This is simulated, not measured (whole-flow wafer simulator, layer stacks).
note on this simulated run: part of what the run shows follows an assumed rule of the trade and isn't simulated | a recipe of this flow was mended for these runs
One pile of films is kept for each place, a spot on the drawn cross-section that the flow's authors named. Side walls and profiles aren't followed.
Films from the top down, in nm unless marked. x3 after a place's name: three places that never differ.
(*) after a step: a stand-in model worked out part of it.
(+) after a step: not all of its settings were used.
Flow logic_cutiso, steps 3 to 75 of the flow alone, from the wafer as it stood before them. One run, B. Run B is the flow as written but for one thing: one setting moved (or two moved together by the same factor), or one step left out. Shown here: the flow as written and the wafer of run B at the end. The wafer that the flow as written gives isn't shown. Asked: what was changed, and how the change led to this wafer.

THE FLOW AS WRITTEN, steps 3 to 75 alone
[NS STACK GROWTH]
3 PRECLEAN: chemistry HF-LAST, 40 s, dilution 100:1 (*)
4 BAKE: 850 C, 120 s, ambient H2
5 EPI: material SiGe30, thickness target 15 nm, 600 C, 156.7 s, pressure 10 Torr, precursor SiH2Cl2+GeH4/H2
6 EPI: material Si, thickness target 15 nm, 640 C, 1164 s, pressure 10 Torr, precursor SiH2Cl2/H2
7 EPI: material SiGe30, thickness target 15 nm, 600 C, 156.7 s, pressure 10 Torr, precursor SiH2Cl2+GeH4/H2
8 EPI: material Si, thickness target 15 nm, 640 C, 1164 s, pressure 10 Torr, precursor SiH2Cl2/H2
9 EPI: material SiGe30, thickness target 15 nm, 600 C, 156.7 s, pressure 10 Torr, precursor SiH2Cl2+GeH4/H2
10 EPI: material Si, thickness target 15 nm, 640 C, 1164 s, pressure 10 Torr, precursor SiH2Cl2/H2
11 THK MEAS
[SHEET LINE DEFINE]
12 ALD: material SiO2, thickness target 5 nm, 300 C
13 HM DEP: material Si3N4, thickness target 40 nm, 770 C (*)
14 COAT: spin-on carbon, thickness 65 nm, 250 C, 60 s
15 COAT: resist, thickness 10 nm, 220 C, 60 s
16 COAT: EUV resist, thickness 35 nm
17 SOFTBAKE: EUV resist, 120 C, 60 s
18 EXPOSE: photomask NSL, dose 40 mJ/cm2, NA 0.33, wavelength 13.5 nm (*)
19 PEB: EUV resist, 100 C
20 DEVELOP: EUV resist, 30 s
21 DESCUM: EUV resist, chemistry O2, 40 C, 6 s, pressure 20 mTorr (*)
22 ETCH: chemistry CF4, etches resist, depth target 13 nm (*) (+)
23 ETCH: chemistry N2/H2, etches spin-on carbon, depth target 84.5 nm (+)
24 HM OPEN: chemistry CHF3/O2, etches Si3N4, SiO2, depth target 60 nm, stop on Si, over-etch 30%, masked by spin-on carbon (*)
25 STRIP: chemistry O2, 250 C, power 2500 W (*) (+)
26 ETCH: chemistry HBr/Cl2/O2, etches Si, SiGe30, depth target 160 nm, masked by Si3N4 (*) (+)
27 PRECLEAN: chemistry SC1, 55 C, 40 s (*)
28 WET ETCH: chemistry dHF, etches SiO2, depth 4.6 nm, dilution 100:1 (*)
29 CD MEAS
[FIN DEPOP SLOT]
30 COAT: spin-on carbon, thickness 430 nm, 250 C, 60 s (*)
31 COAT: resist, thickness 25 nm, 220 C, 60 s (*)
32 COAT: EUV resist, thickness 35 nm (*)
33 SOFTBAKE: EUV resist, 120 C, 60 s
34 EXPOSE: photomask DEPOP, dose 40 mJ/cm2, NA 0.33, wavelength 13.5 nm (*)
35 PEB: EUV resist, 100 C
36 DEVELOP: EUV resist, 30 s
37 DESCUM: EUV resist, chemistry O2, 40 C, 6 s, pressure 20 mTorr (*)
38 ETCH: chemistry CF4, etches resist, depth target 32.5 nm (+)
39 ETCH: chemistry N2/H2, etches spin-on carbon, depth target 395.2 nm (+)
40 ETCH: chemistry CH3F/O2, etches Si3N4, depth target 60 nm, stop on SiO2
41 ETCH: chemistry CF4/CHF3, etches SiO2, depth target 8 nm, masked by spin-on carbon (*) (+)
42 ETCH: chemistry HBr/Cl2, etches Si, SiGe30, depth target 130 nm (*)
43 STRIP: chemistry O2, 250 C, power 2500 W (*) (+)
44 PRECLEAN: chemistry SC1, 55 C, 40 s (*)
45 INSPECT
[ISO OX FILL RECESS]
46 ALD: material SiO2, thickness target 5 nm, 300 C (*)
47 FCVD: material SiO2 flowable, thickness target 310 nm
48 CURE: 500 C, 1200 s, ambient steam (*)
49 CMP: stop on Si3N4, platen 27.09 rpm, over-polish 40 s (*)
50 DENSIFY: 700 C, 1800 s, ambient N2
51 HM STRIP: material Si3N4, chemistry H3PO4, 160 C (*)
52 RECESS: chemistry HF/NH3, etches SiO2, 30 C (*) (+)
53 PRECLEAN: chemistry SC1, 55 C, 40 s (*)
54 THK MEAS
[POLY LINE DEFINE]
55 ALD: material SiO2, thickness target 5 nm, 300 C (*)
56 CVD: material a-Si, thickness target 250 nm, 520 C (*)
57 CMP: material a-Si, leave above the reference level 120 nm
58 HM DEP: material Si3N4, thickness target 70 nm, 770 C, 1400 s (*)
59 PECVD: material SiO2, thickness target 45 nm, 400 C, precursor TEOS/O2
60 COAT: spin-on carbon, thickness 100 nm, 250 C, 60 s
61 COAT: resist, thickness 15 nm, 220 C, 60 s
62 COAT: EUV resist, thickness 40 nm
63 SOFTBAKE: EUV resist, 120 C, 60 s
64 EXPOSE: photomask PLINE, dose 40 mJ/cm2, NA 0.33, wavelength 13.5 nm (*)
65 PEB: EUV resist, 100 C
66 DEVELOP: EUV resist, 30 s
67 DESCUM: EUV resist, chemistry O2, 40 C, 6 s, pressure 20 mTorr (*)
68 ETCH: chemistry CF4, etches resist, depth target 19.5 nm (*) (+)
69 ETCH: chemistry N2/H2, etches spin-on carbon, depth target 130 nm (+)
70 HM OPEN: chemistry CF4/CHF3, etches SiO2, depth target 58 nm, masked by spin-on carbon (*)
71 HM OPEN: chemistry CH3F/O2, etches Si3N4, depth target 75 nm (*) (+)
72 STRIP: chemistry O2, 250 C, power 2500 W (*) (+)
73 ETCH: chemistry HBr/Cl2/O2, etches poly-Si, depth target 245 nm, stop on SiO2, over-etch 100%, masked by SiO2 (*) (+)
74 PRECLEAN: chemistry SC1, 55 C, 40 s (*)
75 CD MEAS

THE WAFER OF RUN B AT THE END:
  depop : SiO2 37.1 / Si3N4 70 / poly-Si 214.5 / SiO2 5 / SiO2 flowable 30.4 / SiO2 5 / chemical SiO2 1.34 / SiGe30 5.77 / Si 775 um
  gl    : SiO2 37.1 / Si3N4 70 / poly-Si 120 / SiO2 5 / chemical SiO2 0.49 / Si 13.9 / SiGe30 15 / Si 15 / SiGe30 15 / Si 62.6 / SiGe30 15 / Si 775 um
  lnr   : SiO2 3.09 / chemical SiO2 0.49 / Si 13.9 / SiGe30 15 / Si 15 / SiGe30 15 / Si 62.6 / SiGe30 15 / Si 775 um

The cause: step 6, EPI: 676 C was run, where the flow has 640 C.

How the change led to this, step by step:
  6 EPI: material Si, thickness target 15 nm, 640 C, 1164 s, pressure 10 Torr, precursor SiH2Cl2/H2
      depop, dpovl, gfld and 19 more: Si +62.6 (new film) (as written it would be: Si +15 (new film))
  26 ETCH: chemistry HBr/Cl2/O2, etches Si, SiGe30, depth target 160 nm, masked by Si3N4 (*) (+)
      dpovl, gfld, gxf, iso, isow, lnri, nsgap: chemical SiO2 -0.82 (all of it), Si -12 (all of it), SiGe30 -15 (all of it), Si -15 (all of it), SiGe30 -15 (all of it), Si -62.6 (all of it), SiGe30 -15 (all of it), Si -25.4 (as written it would be: chemical SiO2 -0.82 (all of it), Si -12 (all of it), SiGe30 -15 (all of it), Si -15 (all of it), SiGe30 -15 (all of it), Si -15 (all of it), SiGe30 -15 (all of it), Si -73)
  42 ETCH: chemistry HBr/Cl2, etches Si, SiGe30, depth target 130 nm (*)
      depop: Si -13.8 (all of it), SiGe30 -15 (all of it), Si -15 (all of it), SiGe30 -15 (all of it), Si -62.6 (all of it), SiGe30 -8.62 (as written it would be: Si -13.8 (all of it), SiGe30 -15 (all of it), Si -15 (all of it), SiGe30 -15 (all of it), Si -15 (all of it), SiGe30 -15 (all of it), Si -41.2)
  43 STRIP: chemistry O2, 250 C, power 2500 W (*) (+)
      depop: chemical SiO2 +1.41 (new film), SiGe30 -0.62 (as written it would be: chemical SiO2 +1.04 (new film), Si -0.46)
